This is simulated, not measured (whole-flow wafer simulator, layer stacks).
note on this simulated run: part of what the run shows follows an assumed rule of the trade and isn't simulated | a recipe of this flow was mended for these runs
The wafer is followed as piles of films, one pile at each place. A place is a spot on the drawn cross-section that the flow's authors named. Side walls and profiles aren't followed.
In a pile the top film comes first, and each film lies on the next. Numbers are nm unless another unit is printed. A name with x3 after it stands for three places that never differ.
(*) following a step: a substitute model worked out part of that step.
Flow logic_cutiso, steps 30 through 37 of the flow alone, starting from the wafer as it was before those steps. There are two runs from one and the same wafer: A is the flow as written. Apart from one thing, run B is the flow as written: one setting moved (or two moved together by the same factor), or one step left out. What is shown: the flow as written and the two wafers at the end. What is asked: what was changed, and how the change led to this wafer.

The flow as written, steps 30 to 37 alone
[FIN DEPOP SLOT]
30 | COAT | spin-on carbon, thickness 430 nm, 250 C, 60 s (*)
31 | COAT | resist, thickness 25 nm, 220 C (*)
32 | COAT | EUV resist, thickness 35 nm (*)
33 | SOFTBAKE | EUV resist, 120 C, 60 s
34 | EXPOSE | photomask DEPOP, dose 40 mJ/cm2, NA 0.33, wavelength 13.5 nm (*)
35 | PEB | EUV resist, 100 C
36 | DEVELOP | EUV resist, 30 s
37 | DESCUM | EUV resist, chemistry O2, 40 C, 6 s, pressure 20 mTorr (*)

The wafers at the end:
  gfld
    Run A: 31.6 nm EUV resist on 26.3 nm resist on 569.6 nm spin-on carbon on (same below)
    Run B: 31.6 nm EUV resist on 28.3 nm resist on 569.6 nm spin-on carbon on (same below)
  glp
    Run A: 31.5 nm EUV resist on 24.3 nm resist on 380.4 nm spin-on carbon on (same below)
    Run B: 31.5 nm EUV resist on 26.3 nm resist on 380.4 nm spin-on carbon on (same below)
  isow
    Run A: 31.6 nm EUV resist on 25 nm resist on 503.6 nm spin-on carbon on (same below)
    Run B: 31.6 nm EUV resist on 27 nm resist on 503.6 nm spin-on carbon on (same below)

What caused this: step 31, COAT: thickness 27 nm was run, though the flow has thickness 25 nm.
The wafer itself shows it: isow has resist 27, and step 31 as written asks for 25 nm.

The path from the change to this, step by step:
  31 | COAT | resist, thickness 25 nm, 220 C (*)
      depop, dpovl, isow, ns, nsgap: A resist gains 25 (new film) | B resist gains 27 (new film)
      gfld, lnri: A resist gains 26.3 (new film) | B resist gains 28.3 (new film)
      (and at 15 other places as well)
